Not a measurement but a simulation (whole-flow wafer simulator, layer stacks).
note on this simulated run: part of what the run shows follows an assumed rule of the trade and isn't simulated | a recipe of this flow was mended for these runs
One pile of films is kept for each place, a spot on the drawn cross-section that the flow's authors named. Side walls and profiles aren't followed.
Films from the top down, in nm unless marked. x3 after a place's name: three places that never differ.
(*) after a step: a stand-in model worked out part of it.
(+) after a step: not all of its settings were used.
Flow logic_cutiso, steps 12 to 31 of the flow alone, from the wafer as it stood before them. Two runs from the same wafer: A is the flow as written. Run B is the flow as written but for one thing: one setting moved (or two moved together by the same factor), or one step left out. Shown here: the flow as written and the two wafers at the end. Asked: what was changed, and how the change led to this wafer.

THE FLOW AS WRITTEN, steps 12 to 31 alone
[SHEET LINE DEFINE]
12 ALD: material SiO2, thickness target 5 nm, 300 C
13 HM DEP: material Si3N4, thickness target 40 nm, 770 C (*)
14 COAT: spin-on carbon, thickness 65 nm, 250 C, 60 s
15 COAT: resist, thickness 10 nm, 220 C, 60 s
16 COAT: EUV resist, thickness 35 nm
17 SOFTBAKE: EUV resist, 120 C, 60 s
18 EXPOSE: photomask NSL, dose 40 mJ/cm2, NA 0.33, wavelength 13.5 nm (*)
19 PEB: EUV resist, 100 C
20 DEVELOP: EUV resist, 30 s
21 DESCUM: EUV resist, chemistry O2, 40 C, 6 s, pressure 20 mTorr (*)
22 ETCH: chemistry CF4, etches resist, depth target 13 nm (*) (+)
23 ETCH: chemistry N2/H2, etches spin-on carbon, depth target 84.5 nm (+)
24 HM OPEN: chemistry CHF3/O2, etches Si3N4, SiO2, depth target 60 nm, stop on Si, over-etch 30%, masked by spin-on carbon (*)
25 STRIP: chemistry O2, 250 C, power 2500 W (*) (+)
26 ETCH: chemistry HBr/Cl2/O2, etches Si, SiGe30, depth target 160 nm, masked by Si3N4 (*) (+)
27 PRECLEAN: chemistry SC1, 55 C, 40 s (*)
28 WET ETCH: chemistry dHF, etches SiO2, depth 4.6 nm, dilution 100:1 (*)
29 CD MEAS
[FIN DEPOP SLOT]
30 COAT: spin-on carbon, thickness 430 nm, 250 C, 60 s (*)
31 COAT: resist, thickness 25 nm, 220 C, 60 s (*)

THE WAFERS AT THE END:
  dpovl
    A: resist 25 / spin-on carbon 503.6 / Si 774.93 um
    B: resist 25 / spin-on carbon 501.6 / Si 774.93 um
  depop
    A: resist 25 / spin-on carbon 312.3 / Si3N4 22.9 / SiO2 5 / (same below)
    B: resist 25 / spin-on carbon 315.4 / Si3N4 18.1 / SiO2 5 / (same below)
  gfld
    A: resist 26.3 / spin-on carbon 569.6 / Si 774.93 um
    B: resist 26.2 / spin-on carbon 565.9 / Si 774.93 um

The cause: step 13, HM DEP: thickness target 35.2 nm was run, where the flow has thickness target 40 nm.

How the change led to this, step by step:
  13 HM DEP: material Si3N4, thickness target 40 nm, 770 C (*)
      depop, dpovl, gfld and 19 more: A Si3N4 +40 (new film) | B Si3N4 +35.2 (new film)
  24 HM OPEN: chemistry CHF3/O2, etches Si3N4, SiO2, depth target 60 nm, stop on Si, over-etch 30%, masked by spin-on carbon (*)
      depop, gl, glp and 12 more: A resist -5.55 (all of it), spin-on carbon -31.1 | B resist -5.55 (all of it), spin-on carbon -26.9
      dpovl, gfld, gxf, iso, isow, lnri, nsgap: A Si3N4 -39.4 (all of it), SiO2 -5 (all of it), Si -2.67 | B Si3N4 -34.6 (all of it), SiO2 -5 (all of it), Si -2.38
  25 STRIP: chemistry O2, 250 C, power 2500 W (*) (+)
      depop, gl, glp and 12 more: A spin-on carbon -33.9 (all of it) | B spin-on carbon -38.1 (all of it)
